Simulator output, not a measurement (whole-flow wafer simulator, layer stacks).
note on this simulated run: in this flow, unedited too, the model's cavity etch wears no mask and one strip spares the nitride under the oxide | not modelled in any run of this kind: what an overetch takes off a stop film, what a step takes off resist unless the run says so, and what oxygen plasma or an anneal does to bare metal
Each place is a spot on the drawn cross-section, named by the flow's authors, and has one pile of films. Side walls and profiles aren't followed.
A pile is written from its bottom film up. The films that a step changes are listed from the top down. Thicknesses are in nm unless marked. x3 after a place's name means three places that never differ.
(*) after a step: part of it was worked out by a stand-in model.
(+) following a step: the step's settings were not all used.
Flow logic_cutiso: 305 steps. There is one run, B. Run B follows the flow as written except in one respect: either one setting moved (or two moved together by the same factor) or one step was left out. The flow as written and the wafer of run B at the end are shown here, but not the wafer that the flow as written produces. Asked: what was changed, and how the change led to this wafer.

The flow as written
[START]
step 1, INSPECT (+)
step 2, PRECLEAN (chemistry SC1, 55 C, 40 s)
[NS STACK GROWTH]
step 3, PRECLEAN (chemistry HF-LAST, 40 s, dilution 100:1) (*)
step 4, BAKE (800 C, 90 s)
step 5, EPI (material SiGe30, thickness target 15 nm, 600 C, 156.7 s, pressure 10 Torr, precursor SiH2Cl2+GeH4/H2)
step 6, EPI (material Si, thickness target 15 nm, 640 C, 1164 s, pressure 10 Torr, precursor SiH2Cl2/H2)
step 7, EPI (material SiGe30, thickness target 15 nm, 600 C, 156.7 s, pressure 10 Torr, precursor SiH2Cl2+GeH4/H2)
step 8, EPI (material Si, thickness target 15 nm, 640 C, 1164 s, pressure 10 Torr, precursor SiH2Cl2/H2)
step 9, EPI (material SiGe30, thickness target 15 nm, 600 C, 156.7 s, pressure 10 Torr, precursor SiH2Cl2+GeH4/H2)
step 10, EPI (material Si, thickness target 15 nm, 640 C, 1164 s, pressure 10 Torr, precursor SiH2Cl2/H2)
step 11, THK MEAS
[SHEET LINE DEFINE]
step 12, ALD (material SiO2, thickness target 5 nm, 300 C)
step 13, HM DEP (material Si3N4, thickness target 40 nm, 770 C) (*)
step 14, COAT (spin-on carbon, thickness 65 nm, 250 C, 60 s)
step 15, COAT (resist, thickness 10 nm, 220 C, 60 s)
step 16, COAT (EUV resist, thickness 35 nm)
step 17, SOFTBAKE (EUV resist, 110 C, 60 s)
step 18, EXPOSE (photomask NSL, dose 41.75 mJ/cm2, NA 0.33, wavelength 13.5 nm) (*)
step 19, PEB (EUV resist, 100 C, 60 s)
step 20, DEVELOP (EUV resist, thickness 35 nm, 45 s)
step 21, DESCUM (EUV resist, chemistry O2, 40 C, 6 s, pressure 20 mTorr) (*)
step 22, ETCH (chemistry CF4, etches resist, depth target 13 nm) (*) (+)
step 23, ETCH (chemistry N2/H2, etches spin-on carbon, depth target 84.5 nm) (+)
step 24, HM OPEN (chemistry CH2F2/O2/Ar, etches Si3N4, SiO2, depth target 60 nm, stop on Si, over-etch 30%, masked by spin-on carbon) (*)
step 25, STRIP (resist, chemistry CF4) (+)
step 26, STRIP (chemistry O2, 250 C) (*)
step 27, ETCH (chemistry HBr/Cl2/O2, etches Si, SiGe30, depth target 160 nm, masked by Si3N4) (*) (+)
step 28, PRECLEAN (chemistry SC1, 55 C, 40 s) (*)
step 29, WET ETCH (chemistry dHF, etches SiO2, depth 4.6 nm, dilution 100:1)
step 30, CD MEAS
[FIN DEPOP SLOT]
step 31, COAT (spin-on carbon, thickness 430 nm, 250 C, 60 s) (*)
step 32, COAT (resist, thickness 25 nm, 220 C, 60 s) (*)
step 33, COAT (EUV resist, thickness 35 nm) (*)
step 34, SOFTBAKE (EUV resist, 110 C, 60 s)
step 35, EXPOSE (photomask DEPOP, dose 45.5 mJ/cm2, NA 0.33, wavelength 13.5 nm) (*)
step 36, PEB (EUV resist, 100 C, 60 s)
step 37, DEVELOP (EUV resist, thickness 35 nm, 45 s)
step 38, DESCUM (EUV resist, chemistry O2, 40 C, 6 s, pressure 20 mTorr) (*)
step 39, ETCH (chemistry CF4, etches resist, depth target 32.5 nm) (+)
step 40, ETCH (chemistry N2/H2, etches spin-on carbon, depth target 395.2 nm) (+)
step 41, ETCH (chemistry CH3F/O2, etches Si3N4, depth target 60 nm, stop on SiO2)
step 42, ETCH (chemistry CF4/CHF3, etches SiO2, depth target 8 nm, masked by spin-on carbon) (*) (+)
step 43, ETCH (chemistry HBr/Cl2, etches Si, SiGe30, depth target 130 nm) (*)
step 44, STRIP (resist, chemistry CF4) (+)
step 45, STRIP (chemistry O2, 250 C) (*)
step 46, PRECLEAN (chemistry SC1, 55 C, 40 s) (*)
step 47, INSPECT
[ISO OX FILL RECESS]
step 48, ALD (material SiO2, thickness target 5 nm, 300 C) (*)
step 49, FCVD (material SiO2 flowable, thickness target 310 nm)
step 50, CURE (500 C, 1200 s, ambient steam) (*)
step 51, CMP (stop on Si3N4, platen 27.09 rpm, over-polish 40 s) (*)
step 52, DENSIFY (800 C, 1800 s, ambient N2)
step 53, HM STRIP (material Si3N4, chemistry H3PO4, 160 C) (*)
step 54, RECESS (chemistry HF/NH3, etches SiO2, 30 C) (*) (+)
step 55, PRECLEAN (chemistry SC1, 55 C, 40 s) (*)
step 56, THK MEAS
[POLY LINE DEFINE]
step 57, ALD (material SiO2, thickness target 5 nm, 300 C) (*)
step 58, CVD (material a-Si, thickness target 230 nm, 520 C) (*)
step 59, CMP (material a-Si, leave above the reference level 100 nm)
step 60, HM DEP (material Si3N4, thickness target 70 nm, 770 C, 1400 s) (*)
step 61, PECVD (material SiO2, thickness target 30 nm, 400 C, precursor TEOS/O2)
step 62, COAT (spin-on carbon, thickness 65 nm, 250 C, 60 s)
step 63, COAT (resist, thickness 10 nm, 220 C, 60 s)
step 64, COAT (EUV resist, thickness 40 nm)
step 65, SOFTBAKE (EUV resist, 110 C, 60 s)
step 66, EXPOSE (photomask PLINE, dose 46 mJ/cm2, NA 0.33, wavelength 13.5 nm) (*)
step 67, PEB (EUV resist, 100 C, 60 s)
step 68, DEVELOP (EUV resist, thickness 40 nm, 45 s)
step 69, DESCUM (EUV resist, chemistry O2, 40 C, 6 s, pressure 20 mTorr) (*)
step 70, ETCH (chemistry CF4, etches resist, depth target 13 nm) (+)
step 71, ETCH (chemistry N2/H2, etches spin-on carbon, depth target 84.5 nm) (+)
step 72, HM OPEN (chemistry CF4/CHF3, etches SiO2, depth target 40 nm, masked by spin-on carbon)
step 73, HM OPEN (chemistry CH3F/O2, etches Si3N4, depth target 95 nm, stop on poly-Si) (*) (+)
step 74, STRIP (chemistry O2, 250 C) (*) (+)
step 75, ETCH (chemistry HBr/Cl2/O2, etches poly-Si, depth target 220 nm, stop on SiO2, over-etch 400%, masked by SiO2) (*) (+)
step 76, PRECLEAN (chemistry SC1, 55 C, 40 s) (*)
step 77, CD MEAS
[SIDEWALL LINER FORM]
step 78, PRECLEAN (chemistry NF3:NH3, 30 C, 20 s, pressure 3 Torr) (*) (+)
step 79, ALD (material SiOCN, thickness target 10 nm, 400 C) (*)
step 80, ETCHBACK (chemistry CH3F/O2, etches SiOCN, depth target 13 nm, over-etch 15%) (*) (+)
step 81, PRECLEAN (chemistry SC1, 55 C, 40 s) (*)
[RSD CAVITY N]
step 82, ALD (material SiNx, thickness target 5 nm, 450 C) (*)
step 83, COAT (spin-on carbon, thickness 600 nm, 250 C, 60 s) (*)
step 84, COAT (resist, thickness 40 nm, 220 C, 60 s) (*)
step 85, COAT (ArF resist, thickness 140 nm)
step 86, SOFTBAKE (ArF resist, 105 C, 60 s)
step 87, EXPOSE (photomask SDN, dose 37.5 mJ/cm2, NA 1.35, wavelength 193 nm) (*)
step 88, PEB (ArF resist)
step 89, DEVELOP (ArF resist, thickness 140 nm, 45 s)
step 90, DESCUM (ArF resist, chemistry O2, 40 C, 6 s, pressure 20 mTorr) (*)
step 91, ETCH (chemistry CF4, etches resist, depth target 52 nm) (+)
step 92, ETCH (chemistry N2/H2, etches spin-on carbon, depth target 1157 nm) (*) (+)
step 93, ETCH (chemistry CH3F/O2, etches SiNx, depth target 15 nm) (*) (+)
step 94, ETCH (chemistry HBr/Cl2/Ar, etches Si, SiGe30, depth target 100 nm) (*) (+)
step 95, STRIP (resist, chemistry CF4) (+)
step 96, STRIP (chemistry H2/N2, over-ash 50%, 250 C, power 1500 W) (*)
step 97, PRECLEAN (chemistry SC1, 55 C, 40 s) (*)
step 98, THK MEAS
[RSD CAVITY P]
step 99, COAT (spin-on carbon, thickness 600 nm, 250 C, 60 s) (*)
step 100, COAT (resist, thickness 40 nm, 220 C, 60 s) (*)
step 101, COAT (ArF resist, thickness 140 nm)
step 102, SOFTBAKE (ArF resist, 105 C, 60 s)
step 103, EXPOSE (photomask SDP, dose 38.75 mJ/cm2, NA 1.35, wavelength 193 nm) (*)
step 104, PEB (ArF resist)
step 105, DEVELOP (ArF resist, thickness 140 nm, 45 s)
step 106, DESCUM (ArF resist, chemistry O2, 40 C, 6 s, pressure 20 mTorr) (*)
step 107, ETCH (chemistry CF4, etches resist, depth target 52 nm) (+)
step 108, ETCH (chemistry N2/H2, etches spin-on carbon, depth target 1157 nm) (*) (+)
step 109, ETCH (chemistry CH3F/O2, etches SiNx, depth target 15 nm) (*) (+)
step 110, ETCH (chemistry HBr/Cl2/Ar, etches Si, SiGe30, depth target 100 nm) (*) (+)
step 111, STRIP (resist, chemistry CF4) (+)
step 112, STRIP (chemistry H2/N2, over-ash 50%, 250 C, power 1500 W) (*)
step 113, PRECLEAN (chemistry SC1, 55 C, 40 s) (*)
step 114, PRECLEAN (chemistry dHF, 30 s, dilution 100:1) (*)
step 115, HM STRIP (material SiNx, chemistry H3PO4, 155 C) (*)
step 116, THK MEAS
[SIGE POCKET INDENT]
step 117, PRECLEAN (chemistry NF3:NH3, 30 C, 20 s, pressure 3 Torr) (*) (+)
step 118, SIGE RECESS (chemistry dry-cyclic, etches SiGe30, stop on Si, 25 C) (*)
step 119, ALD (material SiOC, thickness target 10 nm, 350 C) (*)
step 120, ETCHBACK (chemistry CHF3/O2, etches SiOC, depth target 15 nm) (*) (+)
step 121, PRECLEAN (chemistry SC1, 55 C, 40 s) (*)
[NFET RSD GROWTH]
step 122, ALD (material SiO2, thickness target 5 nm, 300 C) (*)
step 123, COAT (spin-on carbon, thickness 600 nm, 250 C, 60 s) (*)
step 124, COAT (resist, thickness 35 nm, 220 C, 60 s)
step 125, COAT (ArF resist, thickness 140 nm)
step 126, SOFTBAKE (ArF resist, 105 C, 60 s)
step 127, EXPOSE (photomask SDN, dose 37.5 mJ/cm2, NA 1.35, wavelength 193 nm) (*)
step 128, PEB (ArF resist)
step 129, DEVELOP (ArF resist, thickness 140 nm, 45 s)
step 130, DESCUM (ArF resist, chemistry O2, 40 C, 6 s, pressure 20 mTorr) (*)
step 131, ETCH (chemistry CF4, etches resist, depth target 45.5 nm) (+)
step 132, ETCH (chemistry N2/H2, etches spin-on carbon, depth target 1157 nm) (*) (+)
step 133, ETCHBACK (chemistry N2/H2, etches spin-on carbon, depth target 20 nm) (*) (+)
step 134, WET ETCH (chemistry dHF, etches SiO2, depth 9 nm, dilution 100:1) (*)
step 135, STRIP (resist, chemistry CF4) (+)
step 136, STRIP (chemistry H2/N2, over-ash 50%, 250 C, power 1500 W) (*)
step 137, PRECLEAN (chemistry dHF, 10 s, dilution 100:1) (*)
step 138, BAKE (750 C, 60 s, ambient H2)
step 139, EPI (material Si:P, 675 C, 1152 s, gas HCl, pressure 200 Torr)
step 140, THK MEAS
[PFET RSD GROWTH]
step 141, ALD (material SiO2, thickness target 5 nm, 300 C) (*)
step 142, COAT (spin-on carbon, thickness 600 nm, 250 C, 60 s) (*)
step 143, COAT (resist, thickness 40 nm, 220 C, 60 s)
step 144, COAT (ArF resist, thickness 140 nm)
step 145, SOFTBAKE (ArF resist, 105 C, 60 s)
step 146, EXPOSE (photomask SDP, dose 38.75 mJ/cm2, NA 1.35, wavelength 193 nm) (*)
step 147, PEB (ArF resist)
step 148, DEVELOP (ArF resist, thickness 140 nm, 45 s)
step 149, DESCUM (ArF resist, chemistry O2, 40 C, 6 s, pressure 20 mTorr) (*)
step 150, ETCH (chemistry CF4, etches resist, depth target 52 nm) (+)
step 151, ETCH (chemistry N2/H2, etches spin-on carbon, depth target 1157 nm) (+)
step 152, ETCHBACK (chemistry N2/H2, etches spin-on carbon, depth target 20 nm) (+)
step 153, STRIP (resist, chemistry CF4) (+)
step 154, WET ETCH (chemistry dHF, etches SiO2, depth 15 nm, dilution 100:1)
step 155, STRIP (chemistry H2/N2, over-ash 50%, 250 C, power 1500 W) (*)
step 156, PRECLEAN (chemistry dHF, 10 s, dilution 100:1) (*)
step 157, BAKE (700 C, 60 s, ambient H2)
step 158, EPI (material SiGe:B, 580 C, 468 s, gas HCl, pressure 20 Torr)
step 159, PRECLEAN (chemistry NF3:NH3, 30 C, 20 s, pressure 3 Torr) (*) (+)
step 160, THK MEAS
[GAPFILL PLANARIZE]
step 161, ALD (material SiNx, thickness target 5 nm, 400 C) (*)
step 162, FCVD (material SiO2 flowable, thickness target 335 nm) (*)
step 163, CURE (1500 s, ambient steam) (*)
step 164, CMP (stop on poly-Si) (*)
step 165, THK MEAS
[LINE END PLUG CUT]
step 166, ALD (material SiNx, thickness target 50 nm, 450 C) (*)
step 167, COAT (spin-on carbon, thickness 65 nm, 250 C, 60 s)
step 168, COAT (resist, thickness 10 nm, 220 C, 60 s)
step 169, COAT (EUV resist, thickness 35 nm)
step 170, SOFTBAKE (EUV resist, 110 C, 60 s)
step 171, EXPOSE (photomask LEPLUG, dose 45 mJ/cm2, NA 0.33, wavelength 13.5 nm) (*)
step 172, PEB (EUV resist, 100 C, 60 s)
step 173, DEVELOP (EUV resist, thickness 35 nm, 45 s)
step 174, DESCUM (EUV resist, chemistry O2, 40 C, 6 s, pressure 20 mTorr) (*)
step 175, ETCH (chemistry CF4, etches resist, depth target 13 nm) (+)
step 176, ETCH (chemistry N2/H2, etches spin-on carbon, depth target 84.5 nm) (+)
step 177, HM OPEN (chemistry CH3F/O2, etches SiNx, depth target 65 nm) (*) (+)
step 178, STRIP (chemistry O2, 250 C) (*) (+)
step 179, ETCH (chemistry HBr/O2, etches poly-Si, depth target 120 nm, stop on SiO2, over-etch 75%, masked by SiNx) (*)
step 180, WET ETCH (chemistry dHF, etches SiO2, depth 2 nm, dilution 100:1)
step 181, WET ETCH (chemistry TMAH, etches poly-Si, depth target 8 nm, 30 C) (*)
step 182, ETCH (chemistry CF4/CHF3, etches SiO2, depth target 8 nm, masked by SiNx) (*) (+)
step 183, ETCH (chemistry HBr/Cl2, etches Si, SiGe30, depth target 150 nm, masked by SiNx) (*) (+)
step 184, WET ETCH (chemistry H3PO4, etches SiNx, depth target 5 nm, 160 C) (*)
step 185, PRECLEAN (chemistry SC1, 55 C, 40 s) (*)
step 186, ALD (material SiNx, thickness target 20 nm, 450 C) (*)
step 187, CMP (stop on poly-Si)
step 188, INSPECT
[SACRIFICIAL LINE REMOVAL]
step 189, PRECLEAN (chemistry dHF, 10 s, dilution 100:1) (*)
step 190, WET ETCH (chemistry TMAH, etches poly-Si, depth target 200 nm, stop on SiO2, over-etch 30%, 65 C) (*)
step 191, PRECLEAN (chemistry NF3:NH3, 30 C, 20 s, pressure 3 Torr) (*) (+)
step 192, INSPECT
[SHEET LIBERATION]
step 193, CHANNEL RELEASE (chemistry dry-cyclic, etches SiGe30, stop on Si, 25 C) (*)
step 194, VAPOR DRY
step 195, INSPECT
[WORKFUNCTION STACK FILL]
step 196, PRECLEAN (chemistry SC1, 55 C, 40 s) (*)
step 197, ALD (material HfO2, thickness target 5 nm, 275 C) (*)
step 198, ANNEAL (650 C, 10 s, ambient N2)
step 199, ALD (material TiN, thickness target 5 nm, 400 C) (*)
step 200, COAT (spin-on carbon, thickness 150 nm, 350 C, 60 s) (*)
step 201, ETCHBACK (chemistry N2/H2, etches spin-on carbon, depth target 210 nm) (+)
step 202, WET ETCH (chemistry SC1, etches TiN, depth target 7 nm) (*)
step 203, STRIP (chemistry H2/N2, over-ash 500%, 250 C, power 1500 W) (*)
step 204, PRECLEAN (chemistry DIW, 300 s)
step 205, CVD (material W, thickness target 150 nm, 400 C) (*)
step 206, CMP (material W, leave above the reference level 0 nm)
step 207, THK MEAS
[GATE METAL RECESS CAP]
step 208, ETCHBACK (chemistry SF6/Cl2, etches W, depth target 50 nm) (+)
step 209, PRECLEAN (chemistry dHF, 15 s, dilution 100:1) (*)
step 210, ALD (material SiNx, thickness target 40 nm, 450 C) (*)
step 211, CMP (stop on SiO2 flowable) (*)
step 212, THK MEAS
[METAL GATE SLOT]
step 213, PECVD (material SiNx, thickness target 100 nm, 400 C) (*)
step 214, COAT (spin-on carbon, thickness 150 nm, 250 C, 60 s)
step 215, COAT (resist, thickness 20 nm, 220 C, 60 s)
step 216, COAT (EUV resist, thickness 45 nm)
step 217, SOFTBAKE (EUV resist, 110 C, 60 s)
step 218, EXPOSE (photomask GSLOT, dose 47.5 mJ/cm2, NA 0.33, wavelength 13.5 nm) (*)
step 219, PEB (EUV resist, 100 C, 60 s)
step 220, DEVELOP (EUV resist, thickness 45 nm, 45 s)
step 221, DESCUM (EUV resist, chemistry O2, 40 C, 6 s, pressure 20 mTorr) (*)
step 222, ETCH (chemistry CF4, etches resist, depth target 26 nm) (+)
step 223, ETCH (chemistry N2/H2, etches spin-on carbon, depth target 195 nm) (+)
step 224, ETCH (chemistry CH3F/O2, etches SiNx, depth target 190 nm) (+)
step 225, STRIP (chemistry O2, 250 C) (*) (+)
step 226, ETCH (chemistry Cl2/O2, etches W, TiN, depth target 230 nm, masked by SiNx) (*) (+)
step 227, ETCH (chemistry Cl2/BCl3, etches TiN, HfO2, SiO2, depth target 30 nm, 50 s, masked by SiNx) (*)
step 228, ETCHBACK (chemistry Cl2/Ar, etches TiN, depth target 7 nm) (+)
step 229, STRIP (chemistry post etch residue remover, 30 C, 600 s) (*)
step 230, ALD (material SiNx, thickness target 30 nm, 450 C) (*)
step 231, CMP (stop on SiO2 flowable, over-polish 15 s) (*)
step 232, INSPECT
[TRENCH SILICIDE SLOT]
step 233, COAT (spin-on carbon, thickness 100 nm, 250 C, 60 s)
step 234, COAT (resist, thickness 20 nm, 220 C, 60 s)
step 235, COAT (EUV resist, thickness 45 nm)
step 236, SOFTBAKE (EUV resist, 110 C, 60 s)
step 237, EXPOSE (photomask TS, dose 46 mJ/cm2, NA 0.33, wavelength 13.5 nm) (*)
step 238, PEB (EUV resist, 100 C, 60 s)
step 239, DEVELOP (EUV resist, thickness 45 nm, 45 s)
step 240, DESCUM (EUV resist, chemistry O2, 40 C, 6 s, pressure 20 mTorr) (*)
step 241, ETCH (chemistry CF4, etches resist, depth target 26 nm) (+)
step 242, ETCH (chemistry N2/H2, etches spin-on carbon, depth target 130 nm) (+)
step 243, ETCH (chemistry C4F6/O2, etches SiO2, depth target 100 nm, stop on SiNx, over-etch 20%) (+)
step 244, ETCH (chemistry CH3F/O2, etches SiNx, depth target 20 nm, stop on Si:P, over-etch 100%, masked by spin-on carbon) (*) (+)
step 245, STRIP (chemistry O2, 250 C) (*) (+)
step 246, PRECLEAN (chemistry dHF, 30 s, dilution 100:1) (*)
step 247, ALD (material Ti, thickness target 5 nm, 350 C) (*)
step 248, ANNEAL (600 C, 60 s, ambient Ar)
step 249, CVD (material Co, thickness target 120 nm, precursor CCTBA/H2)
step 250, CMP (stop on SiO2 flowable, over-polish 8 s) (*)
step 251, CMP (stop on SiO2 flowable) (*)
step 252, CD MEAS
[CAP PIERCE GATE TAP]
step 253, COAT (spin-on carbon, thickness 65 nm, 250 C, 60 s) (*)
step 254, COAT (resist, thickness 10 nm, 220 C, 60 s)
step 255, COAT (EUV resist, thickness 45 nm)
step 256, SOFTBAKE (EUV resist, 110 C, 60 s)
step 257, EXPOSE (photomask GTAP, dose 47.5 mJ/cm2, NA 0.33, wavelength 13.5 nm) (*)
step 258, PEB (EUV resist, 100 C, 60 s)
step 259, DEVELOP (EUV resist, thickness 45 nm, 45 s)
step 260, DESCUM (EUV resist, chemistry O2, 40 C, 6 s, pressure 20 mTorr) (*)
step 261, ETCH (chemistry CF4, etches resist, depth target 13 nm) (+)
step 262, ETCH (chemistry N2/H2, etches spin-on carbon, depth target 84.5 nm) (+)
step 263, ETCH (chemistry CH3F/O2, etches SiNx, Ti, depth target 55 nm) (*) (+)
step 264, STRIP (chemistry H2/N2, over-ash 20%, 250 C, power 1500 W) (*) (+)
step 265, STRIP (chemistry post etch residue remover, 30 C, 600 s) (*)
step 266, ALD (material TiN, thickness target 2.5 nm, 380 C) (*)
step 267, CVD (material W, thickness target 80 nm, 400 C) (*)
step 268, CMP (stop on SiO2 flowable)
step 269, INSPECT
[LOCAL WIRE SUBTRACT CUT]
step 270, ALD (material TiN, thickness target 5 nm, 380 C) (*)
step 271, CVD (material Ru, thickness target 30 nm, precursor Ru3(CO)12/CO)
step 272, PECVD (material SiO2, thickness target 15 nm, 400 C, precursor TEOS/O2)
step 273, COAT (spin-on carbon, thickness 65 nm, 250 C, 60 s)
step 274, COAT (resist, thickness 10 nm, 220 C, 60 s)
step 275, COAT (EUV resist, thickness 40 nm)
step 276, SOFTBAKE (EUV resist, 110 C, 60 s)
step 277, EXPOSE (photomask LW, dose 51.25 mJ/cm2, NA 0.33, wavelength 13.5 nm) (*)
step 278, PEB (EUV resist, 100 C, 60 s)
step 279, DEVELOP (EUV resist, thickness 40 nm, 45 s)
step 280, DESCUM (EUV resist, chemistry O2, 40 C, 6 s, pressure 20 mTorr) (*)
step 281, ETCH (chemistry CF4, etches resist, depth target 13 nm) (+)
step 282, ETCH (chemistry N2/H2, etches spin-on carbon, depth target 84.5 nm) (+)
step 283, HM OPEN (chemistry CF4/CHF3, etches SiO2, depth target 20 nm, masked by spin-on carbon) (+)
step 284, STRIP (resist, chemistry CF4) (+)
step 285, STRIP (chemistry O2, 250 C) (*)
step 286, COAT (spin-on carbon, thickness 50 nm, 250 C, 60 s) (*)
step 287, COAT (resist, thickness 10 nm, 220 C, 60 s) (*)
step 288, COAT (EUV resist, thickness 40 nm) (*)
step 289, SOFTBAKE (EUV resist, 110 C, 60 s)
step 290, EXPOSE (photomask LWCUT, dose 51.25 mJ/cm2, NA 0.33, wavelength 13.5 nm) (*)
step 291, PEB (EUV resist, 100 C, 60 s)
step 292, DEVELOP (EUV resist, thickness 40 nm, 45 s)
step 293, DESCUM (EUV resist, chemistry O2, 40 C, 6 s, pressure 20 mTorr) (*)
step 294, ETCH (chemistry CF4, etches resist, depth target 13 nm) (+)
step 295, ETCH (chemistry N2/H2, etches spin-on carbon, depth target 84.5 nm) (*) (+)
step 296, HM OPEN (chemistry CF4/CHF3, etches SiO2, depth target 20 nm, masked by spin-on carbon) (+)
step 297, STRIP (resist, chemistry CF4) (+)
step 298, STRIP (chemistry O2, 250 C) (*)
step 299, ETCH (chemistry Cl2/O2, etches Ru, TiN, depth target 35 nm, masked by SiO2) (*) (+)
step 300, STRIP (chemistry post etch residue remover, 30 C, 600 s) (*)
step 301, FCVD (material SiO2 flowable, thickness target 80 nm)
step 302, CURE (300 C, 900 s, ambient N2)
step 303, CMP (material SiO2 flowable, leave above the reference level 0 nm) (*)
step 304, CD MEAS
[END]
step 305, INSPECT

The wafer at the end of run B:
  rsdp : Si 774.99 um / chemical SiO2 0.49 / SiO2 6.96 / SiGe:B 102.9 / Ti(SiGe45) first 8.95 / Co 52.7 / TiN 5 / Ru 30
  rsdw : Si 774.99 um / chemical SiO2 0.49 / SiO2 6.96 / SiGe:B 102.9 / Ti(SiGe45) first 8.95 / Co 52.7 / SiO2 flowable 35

The reason: step 151, ETCH: depth target 636.4 nm was run, though the flow has depth target 1157 nm.

Step by step, how the change led to this:
  step 151, ETCH (chemistry N2/H2, etches spin-on carbon, depth target 1157 nm) (+)
      rsdp, rsdw: spin-on carbon loses 636.4 (as written it would have been: spin-on carbon loses 800.8 (all of it))
      depop, dpovl, gfld and 14 more: ArF resist loses 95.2 (all of it), resist loses 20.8 (as written it would have been: ArF resist loses 95.2 (all of it), resist loses 26.7)
      (also at 3 further places)
  step 152, ETCHBACK (chemistry N2/H2, etches spin-on carbon, depth target 20 nm) (+)
      rsdp, rsdw: spin-on carbon loses 20 (as written it would have been: SiO2 loses 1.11)
  step 153, STRIP (resist, chemistry CF4) (+)
      rsdp: nothing (as written it would have been: SiO2 loses 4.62)
      rsdw: nothing (as written it would have been: SiO2 loses 5.11)
      (also at 20 further places)
  step 154, WET ETCH (chemistry dHF, etches SiO2, depth 15 nm, dilution 100:1)
      rsdp: nothing (as written it would have been: SiO2 loses 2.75 (all of it), chemical SiO2 loses 0.49 (all of it))
      rsdw: nothing (as written it would have been: SiO2 loses 2.25 (all of it), chemical SiO2 loses 0.49 (all of it))
  step 155, STRIP (chemistry H2/N2, over-ash 50%, 250 C, power 1500 W) (*)
      rsdp, rsdw: spin-on carbon loses 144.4 (all of it) (as written it would have been: nothing)
  step 156, PRECLEAN (chemistry dHF, 10 s, dilution 100:1) (*)
      rsdp, rsdw: SiO2 loses 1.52 (as written it would have been: nothing)
  step 158, EPI (material SiGe:B, 580 C, 468 s, gas HCl, pressure 20 Torr)
      rsdp, rsdw: SiGe:B gains 109.4 (new film) (as written it would have been: SiGe:B gains 116.8 (new film))
